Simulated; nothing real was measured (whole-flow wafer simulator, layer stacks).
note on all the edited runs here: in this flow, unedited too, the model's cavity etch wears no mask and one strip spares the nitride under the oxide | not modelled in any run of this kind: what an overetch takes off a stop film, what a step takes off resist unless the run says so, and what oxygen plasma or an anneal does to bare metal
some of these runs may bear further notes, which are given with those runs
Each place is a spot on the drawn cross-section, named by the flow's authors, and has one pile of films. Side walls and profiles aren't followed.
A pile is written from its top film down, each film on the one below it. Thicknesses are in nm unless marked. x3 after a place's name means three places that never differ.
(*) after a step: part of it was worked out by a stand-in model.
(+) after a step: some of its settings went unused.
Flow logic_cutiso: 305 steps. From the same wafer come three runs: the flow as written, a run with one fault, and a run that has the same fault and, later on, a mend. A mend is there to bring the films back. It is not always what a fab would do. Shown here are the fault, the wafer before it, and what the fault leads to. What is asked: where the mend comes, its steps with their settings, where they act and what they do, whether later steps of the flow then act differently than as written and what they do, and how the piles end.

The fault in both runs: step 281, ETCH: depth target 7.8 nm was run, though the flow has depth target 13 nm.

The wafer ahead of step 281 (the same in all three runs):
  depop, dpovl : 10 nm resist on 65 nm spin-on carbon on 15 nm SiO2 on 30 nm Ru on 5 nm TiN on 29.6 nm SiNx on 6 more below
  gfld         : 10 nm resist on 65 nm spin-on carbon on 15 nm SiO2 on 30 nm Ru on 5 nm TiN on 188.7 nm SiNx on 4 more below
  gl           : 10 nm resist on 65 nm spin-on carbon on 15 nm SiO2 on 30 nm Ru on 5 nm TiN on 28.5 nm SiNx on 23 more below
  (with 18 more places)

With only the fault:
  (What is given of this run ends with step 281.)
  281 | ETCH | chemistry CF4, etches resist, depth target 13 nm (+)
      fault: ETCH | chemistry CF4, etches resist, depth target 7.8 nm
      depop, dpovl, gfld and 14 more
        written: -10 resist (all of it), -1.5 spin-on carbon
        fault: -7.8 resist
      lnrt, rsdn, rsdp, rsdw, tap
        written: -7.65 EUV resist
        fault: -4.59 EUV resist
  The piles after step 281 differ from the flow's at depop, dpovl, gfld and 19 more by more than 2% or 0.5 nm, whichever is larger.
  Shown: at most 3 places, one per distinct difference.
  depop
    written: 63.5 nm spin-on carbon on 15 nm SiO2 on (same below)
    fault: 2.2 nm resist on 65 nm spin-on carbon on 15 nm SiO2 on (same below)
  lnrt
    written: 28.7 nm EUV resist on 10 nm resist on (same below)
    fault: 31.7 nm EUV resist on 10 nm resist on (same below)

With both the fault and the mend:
  After step 281 comes the mend.
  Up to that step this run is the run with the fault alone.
  281a | ETCH | chemistry CF4, etches resist, depth target 5.2 nm (*) (+) (a further turn of the flow's step 281, with different settings)
      depop, dpovl, gfld and 14 more
        -2.2 resist (all of it), -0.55 spin-on carbon
      lnrt, rsdn, rsdp, rsdw, tap
        -1.94 EUV resist
  Steps further on in the flow that do not act as written (1 other step is not shown; it differs only slightly, by no more than 2% or 0.5 nm, whichever is larger):
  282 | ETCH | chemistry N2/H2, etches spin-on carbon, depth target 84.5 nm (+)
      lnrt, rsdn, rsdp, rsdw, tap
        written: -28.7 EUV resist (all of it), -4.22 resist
        mend: -29.8 EUV resist (all of it), -4.16 resist
  At every place that both follow, the piles at the end match the flow's.
